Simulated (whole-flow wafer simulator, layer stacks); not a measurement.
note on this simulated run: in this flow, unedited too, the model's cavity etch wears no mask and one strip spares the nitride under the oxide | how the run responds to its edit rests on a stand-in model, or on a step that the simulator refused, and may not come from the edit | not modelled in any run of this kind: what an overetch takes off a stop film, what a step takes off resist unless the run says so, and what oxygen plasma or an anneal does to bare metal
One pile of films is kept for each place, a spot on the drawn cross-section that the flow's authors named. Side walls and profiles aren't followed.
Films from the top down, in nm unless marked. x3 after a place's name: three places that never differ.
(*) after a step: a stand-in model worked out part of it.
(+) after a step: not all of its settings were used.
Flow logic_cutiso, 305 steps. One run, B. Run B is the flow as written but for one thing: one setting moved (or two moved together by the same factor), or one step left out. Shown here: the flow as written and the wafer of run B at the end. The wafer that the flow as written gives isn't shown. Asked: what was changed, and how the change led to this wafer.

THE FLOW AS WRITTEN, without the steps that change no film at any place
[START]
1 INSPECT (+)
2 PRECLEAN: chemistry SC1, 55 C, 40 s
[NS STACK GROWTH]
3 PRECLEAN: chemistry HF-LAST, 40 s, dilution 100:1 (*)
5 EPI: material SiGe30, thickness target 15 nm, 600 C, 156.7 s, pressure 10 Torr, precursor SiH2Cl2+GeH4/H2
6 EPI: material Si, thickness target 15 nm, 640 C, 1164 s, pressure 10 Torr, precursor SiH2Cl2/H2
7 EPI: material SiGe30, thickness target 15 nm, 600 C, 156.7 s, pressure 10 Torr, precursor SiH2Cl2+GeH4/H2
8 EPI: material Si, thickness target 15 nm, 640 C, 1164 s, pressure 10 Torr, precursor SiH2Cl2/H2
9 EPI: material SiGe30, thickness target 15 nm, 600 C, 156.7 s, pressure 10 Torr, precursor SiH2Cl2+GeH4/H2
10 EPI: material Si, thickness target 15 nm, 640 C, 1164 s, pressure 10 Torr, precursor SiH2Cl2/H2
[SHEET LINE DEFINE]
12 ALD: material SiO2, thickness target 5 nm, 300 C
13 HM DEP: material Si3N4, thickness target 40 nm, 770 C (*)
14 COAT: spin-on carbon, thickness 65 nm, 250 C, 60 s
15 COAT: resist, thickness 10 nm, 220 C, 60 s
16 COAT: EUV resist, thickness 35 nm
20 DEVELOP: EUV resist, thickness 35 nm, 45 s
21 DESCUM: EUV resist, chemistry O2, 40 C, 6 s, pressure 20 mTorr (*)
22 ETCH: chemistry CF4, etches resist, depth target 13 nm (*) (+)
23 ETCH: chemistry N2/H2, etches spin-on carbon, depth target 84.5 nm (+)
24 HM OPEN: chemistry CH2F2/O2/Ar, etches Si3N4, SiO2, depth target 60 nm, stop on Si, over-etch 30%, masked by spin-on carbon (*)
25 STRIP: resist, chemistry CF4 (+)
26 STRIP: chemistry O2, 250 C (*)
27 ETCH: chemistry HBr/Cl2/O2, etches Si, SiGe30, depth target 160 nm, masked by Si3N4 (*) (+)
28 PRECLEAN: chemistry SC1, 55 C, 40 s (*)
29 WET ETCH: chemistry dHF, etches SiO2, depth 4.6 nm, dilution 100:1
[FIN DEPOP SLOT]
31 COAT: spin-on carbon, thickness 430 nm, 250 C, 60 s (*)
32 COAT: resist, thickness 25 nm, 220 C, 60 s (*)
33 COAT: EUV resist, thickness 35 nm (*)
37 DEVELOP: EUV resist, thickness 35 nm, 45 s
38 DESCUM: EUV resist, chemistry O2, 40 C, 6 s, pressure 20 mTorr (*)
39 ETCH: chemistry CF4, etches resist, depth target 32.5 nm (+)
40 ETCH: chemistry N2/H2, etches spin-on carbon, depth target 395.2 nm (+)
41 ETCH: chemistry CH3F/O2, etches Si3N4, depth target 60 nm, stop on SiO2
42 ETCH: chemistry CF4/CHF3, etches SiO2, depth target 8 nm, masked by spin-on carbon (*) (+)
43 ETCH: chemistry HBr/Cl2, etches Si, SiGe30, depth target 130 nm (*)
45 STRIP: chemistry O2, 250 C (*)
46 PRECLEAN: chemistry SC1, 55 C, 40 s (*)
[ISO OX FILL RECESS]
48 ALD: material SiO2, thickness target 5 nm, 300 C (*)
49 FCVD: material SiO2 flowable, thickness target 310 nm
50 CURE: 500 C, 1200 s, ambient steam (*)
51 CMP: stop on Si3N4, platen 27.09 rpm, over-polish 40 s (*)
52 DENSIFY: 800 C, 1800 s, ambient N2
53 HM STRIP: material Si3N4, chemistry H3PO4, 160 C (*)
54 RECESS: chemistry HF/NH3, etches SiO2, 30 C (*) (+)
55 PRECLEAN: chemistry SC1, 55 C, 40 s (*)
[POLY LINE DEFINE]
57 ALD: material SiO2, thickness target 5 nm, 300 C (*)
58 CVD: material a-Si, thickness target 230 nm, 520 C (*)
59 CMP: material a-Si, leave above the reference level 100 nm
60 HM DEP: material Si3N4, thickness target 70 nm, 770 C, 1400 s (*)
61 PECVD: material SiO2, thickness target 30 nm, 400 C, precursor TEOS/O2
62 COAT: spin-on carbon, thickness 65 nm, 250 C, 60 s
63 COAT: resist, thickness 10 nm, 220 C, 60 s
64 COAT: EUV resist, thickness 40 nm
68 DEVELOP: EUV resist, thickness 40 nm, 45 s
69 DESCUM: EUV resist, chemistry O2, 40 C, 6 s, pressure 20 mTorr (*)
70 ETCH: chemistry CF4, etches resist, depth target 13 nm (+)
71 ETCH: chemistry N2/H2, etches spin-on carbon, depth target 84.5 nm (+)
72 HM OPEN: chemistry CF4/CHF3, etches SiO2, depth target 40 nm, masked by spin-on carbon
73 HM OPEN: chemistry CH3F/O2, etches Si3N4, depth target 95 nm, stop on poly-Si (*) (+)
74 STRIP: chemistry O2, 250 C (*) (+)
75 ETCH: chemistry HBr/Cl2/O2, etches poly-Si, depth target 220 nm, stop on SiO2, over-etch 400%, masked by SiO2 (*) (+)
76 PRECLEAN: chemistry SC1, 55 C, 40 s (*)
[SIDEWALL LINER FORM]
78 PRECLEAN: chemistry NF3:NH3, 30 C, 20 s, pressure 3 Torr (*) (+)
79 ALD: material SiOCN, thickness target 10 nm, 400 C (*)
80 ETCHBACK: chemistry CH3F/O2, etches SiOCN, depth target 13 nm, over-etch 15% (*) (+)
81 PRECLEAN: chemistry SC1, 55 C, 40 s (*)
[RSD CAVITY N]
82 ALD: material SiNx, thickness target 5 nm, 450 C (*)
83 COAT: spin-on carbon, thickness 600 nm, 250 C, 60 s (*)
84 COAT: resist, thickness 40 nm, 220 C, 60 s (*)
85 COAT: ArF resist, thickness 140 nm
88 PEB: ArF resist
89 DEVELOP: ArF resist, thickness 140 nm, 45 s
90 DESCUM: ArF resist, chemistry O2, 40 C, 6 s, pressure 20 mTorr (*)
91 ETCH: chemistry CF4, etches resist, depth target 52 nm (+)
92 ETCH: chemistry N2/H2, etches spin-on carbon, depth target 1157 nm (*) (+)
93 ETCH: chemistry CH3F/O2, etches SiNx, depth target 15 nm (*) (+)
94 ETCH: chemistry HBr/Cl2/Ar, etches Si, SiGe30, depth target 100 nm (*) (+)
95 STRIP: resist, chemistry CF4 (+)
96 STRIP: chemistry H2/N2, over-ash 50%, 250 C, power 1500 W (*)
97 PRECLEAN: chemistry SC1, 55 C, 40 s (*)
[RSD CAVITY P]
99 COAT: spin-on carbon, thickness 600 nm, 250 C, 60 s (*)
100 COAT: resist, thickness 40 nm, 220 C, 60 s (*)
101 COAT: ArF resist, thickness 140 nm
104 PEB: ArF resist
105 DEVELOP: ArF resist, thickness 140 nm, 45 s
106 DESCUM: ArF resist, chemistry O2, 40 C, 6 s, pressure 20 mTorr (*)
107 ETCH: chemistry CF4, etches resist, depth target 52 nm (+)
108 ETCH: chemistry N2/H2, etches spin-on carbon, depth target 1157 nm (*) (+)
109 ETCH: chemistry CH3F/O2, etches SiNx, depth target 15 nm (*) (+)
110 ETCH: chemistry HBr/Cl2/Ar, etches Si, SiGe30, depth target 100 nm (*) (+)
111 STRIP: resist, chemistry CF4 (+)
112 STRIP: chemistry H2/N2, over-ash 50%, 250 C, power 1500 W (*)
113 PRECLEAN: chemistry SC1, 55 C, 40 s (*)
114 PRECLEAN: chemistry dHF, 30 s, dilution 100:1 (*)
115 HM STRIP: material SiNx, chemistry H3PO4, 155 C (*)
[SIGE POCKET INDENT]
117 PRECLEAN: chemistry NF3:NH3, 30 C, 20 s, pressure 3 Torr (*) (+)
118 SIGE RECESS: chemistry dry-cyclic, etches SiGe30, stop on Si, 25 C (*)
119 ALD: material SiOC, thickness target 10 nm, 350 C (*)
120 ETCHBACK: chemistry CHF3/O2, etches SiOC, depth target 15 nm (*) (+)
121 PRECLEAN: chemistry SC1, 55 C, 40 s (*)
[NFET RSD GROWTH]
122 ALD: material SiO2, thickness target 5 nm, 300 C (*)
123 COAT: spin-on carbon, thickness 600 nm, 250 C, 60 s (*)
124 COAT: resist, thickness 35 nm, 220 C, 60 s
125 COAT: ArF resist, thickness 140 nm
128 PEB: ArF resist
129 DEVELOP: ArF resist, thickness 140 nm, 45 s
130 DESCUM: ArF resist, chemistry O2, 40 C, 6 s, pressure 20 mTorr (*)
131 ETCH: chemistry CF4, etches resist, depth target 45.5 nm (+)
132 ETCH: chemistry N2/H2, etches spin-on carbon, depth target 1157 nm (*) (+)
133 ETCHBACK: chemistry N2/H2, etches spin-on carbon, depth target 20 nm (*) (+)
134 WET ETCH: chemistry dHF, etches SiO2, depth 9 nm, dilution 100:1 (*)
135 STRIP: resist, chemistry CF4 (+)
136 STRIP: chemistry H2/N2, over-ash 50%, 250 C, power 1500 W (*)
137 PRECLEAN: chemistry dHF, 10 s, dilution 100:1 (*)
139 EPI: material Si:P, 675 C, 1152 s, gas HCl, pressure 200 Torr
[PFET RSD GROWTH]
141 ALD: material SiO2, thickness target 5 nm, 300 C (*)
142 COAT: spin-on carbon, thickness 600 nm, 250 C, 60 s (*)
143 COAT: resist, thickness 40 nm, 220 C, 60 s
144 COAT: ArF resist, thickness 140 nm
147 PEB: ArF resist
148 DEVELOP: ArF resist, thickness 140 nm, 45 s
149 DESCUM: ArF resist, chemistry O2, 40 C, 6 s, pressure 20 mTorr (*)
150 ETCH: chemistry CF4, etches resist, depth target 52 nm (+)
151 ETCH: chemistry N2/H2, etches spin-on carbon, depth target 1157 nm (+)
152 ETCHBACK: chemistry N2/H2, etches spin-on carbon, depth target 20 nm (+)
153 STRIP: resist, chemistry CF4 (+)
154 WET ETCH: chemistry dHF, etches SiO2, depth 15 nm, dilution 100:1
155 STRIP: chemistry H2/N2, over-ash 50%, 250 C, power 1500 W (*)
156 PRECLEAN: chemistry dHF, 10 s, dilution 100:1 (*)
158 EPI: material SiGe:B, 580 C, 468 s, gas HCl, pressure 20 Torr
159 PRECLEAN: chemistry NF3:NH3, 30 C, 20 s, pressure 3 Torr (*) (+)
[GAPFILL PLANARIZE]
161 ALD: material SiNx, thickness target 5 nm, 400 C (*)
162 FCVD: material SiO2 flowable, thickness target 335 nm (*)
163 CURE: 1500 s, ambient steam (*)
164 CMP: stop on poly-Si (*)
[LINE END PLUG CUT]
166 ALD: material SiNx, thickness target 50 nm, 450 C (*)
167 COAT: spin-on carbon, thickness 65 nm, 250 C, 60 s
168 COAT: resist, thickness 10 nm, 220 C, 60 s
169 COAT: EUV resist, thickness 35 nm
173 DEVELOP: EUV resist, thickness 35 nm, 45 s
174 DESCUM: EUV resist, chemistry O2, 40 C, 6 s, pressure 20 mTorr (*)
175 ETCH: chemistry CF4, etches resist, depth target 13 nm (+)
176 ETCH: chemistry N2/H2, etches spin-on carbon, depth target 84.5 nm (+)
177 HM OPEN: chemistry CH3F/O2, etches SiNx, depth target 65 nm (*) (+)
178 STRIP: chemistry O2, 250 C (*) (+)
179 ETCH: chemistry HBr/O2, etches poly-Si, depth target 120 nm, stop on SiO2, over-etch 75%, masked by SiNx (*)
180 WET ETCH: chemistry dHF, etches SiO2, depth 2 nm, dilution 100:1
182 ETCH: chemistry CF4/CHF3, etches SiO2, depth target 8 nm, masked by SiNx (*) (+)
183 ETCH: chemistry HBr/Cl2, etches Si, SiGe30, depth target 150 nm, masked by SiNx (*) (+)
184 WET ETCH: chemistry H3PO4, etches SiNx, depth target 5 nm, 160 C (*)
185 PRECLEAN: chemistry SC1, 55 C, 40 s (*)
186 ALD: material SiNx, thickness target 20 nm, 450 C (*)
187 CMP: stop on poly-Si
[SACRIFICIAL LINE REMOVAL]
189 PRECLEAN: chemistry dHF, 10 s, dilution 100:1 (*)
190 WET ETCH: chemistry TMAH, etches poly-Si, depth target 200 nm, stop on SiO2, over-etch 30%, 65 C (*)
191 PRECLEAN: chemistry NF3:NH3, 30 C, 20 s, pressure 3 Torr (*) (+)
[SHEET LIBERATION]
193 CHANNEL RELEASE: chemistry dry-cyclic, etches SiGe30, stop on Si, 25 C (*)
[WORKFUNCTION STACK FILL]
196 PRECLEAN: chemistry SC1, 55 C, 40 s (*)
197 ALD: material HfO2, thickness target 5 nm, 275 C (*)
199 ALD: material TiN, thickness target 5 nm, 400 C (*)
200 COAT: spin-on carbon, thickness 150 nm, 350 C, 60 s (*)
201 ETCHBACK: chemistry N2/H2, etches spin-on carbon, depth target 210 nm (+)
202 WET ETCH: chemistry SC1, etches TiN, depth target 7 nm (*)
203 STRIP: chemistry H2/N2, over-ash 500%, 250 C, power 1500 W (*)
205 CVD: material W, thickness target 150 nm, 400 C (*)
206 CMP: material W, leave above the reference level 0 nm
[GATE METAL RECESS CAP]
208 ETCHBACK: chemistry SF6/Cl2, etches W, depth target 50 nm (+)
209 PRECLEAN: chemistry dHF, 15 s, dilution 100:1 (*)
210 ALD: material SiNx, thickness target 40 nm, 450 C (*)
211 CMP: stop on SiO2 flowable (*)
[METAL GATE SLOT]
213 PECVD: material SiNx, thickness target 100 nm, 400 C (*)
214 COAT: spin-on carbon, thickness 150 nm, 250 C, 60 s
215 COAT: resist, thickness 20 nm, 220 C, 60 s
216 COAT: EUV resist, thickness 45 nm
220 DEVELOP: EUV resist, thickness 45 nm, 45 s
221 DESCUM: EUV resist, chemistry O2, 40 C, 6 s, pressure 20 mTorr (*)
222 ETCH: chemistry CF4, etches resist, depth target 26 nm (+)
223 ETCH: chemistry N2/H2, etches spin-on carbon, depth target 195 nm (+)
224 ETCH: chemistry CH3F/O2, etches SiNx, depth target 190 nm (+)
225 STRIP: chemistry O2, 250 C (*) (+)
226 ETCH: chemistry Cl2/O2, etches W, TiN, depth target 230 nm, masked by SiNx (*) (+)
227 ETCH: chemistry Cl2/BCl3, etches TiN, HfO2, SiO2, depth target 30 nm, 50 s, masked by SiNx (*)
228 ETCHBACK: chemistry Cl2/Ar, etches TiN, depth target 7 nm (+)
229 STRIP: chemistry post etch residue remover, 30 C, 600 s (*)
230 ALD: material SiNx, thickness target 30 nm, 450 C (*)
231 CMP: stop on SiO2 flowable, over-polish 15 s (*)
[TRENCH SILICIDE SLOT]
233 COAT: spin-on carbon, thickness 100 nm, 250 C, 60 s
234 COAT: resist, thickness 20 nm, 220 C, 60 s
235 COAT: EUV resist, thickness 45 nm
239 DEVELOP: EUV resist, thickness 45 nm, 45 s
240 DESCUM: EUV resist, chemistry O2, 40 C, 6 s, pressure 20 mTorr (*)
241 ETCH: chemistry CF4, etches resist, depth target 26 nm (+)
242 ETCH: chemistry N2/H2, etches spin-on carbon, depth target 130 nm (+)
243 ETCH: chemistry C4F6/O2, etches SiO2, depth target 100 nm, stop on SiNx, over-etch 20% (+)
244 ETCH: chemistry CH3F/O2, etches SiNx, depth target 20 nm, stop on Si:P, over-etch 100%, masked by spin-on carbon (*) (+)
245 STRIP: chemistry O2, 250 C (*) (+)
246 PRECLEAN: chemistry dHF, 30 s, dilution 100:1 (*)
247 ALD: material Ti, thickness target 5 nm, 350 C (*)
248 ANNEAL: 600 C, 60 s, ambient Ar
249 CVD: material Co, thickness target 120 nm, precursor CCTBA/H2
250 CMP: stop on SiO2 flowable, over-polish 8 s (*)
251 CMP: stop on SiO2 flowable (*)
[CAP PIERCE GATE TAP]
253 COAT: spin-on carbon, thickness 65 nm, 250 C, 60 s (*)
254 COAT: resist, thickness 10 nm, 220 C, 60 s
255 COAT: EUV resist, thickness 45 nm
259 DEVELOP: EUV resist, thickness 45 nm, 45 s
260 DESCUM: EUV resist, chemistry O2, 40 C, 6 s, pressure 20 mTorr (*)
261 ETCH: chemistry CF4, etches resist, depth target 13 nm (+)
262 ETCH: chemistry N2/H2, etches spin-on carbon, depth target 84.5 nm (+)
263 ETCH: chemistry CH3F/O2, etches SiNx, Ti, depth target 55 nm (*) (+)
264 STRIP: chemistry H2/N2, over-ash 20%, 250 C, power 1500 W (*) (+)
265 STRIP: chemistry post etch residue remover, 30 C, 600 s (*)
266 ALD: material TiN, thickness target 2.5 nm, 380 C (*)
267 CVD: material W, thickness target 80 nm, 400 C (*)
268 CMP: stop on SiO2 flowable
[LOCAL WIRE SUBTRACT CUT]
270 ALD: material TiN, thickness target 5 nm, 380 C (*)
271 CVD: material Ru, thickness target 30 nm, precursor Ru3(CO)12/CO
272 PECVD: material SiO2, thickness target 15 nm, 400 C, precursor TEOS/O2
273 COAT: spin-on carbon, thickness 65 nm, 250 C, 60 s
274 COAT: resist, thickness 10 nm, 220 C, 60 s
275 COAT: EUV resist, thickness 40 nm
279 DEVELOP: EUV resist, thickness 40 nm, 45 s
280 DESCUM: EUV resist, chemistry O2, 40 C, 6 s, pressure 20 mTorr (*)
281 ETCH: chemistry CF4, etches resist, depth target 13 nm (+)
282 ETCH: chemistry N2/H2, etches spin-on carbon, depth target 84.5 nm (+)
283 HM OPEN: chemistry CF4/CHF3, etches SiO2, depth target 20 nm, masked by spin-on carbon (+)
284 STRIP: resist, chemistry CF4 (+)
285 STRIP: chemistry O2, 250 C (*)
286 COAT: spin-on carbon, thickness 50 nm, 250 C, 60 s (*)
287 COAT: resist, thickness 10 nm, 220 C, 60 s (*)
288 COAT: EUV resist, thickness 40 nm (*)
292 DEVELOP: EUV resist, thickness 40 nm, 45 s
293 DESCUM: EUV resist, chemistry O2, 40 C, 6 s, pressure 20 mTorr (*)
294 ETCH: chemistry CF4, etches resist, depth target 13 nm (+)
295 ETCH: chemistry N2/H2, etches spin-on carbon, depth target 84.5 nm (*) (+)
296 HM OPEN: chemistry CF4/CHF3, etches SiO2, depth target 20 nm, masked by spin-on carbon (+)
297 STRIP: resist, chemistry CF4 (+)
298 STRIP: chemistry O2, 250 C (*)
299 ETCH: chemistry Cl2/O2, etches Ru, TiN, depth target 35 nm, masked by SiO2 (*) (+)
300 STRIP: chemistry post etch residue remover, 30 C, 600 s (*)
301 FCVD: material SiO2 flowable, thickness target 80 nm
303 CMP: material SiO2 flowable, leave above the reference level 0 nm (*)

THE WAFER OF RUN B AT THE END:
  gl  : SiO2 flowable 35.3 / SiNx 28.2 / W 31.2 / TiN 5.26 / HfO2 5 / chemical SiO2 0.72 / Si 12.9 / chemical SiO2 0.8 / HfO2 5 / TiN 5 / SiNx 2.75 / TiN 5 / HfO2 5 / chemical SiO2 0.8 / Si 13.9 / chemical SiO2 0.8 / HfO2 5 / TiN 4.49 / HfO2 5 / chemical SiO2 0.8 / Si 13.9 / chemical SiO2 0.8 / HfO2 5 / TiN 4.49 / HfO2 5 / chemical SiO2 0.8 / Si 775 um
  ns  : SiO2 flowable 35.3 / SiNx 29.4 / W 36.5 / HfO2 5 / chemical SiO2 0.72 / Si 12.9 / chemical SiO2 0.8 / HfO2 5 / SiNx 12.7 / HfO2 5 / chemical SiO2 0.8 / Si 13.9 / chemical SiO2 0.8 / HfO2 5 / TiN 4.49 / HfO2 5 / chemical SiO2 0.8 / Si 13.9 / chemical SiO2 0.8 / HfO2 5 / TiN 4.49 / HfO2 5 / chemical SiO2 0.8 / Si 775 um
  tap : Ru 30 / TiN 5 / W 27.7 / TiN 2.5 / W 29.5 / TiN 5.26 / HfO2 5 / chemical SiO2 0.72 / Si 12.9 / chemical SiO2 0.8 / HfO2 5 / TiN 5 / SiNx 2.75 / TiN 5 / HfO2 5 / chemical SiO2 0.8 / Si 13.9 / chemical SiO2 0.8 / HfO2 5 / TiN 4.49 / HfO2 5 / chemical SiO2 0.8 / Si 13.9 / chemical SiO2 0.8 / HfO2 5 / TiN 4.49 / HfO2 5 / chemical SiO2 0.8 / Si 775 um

The cause: step 9, EPI: thickness target 23.2 nm was run, where the flow has thickness target 15 nm; step 9, EPI: 242.9 s was run, where the flow has 156.7 s.

How the change led to this, step by step:
  9 EPI: material SiGe30, thickness target 15 nm, 600 C, 156.7 s, pressure 10 Torr, precursor SiH2Cl2+GeH4/H2
      depop, dpovl, gfld and 19 more: SiGe30 +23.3 (new film) (as written it would be: SiGe30 +15 (new film))
  27 ETCH: chemistry HBr/Cl2/O2, etches Si, SiGe30, depth target 160 nm, masked by Si3N4 (*) (+)
      gfld, gxf, iso, lnri: chemical SiO2 -0.79 (all of it), Si -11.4 (all of it), SiGe30 -23.3 (all of it), Si -15 (all of it), SiGe30 -15 (all of it), Si -15 (all of it), SiGe30 -15 (all of it), Si -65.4 (as written it would be: chemical SiO2 -0.79 (all of it), Si -11.4 (all of it), SiGe30 -15 (all of it), Si -15 (all of it), SiGe30 -15 (all of it), Si -15 (all of it), SiGe30 -15 (all of it), Si -73.6)
      dpovl, nsgap: chemical SiO2 -0.79 (all of it), Si -11.8 (all of it), SiGe30 -23.3 (all of it), Si -15 (all of it), SiGe30 -15 (all of it), Si -15 (all of it), SiGe30 -15 (all of it), Si -65 (as written it would be: chemical SiO2 -0.79 (all of it), Si -11.8 (all of it), SiGe30 -15 (all of it), Si -15 (all of it), SiGe30 -15 (all of it), Si -15 (all of it), SiGe30 -15 (all of it), Si -73.2)
      (and at 1 more place)
  43 ETCH: chemistry HBr/Cl2, etches Si, SiGe30, depth target 130 nm (*)
      depop: Si -14 (all of it), SiGe30 -23.3 (all of it), Si -15 (all of it), SiGe30 -15 (all of it), Si -15 (all of it), SiGe30 -15 (all of it), Si -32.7 (as written it would be: Si -14 (all of it), SiGe30 -15 (all of it), Si -15 (all of it), SiGe30 -15 (all of it), Si -15 (all of it), SiGe30 -15 (all of it), Si -41)
  94 ETCH: chemistry HBr/Cl2/Ar, etches Si, SiGe30, depth target 100 nm (*) (+)
      rsdn, rsdx: chemical SiO2 -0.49 (all of it), Si -12.8 (all of it), SiGe30 -23.3 (all of it), Si -15 (all of it), SiGe30 -15 (all of it), Si -15 (all of it), SiGe30 -15 (all of it), Si -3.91 (as written it would be: chemical SiO2 -0.49 (all of it), Si -12.8 (all of it), SiGe30 -15 (all of it), Si -15 (all of it), SiGe30 -15 (all of it), Si -15 (all of it), SiGe30 -15 (all of it), Si -12.2)
  110 ETCH: chemistry HBr/Cl2/Ar, etches Si, SiGe30, depth target 100 nm (*) (+)
      rsdp, rsdw: chemical SiO2 -0.49 (all of it), Si -12.8 (all of it), SiGe30 -23.3 (all of it), Si -15 (all of it), SiGe30 -15 (all of it), Si -15 (all of it), SiGe30 -15 (all of it), Si -3.91 (as written it would be: chemical SiO2 -0.49 (all of it), Si -12.8 (all of it), SiGe30 -15 (all of it), Si -15 (all of it), SiGe30 -15 (all of it), Si -15 (all of it), SiGe30 -15 (all of it), Si -12.2)
  118 SIGE RECESS: chemistry dry-cyclic, etches SiGe30, stop on Si, 25 C (*)
      lnr, lnrp, lnrt: SiOCN -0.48, Si -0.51, cavity +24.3 (new film), SiGe30 -23.3 (all of it), Si -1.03, cavity +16 (new film), SiGe30 -15 (all of it), Si -1.03, cavity +16 (new film), SiGe30 -15 (all of it), Si -0.51 (as written it would be: SiOCN -0.48, Si -0.51, cavity +16 (new film), SiGe30 -15 (all of it), Si -1.03, cavity +16 (new film), SiGe30 -15 (all of it), Si -1.03, cavity +16 (new film), SiGe30 -15 (all of it), Si -0.51)
  119 ALD: material SiOC, thickness target 10 nm, 350 C (*)
      lnr, lnrp, lnrt: SiOC +10 (new film), SiOC +24.3 (new film), cavity -24.3 (all of it), SiOC +16 (new film), cavity -16 (all of it), SiOC +16 (new film), cavity -16 (all of it) (as written it would be: SiOC +10 (new film), SiOC +16 (new film), cavity -16 (all of it), SiOC +16 (new film), cavity -16 (all of it), SiOC +16 (new film), cavity -16 (all of it))
  183 ETCH: chemistry HBr/Cl2, etches Si, SiGe30, depth target 150 nm, masked by SiNx (*) (+)
      plug: Si -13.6 (all of it), SiGe30 -23.3 (all of it), Si -15 (all of it), SiGe30 -15 (all of it), Si -15 (all of it), SiGe30 -15 (all of it), Si -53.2 (as written it would be: Si -13.6 (all of it), SiGe30 -15 (all of it), Si -15 (all of it), SiGe30 -15 (all of it), Si -15 (all of it), SiGe30 -15 (all of it), Si -61.4)
  193 CHANNEL RELEASE: chemistry dry-cyclic, etches SiGe30, stop on Si, 25 C (*)
      gl, glp, gxn, gxp, ns, tap: chemical SiO2 +0.8 (new film), Si -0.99, chemical SiO2 +0.8 (new film), cavity +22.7 (new film), chemical SiO2 +0.8 (new film), SiGe30 -23.3 (all of it), Si -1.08, chemical SiO2 +0.8 (new film), cavity +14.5 (new film), chemical SiO2 +0.8 (new film), SiGe30 -15 (all of it), Si -1.08, chemical SiO2 +0.8 (new film), cavity +14.5 (new film), chemical SiO2 +0.8 (new film), SiGe30 -15 (all of it), Si -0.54 (as written it would be: chemical SiO2 +0.8 (new film), Si -0.99, chemical SiO2 +0.8 (new film), cavity +14.5 (new film), chemical SiO2 +0.8 (new film), SiGe30 -15 (all of it), Si -1.08, chemical SiO2 +0.8 (new film), cavity +14.5 (new film), chemical SiO2 +0.8 (new film), SiGe30 -15 (all of it), Si -1.08, chemical SiO2 +0.8 (new film), cavity +14.5 (new film), chemical SiO2 +0.8 (new film), SiGe30 -15 (all of it), Si -0.54)
  199 ALD: material TiN, thickness target 5 nm, 400 C (*)
      gl, glp, tap: TiN +5.26 (new film), TiN +5 (new film), cavity -10, TiN +5 (new film), TiN +4.49 (new film), cavity -4.49 (all of it), TiN +4.49 (new film), cavity -4.49 (all of it) (as written it would be: TiN +5.26 (new film), TiN +4.49 (new film), cavity -4.49 (all of it), TiN +4.49 (new film), cavity -4.49 (all of it), TiN +4.49 (new film), cavity -4.49 (all of it))
      gxn, gxp, ns: TiN +5 (new film), TiN +5 (new film), cavity -10, TiN +5 (new film), TiN +4.49 (new film), cavity -4.49 (all of it), TiN +4.49 (new film), cavity -4.49 (all of it) (as written it would be: TiN +5 (new film), TiN +4.49 (new film), cavity -4.49 (all of it), TiN +4.49 (new film), cavity -4.49 (all of it), TiN +4.49 (new film), cavity -4.49 (all of it))
  202 WET ETCH: chemistry SC1, etches TiN, depth target 7 nm (*)
      ns: TiN -5 (all of it), TiN -5 (all of it), cavity +10, TiN -5 (all of it) (as written it would be: TiN -5 (all of it))
  210 ALD: material SiNx, thickness target 40 nm, 450 C (*)
      gl, glp, gxn, gxp, tap: SiNx +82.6 (new film), SiNx +2.75 (new film), cavity -2.75 (all of it) (as written it would be: SiNx +82.6 (new film))
      ns: SiNx +40 (new film), SiNx +12.7 (new film), cavity -12.7 (all of it) (as written it would be: SiNx +40 (new film))
Counting metal films that touch as one body, gl has 5 bodies (between them, from the top down: HfO2 5 / chemical SiO2 0.72 / Si 12.9 / chemical SiO2 0.8 / HfO2 5; SiNx 2.75; HfO2 5 / chemical SiO2 0.8 / Si 13.9 / chemical SiO2 0.8 / HfO2 5; HfO2 5 / chemical SiO2 0.8 / Si 13.9 / chemical SiO2 0.8 / HfO2 5); the flow as written gives 4 bodies (between them, from the top down: HfO2 5 / chemical SiO2 0.72 / Si 12.9 / chemical SiO2 0.8 / HfO2 5; HfO2 5 / chemical SiO2 0.8 / Si 13.9 / chemical SiO2 0.8 / HfO2 5; HfO2 5 / chemical SiO2 0.8 / Si 13.9 / chemical SiO2 0.8 / HfO2 5).
Counting metal films that touch as one body, ns has 3 bodies (between them, from the top down: HfO2 5 / chemical SiO2 0.72 / Si 12.9 / chemical SiO2 0.8 / HfO2 5 / SiNx 12.7 / HfO2 5 / chemical SiO2 0.8 / Si 13.9 / chemical SiO2 0.8 / HfO2 5; HfO2 5 / chemical SiO2 0.8 / Si 13.9 / chemical SiO2 0.8 / HfO2 5); the flow as written gives 4 bodies (between them, from the top down: HfO2 5 / chemical SiO2 0.72 / Si 12.9 / chemical SiO2 0.8 / HfO2 5; HfO2 5 / chemical SiO2 0.8 / Si 13.9 / chemical SiO2 0.8 / HfO2 5; HfO2 5 / chemical SiO2 0.8 / Si 13.9 / chemical SiO2 0.8 / HfO2 5).
Counting metal films that touch as one body, tap has 5 bodies (between them, from the top down: HfO2 5 / chemical SiO2 0.72 / Si 12.9 / chemical SiO2 0.8 / HfO2 5; SiNx 2.75; HfO2 5 / chemical SiO2 0.8 / Si 13.9 / chemical SiO2 0.8 / HfO2 5; HfO2 5 / chemical SiO2 0.8 / Si 13.9 / chemical SiO2 0.8 / HfO2 5); the flow as written gives 4 bodies (between them, from the top down: HfO2 5 / chemical SiO2 0.72 / Si 12.9 / chemical SiO2 0.8 / HfO2 5; HfO2 5 / chemical SiO2 0.8 / Si 13.9 / chemical SiO2 0.8 / HfO2 5; HfO2 5 / chemical SiO2 0.8 / Si 13.9 / chemical SiO2 0.8 / HfO2 5).
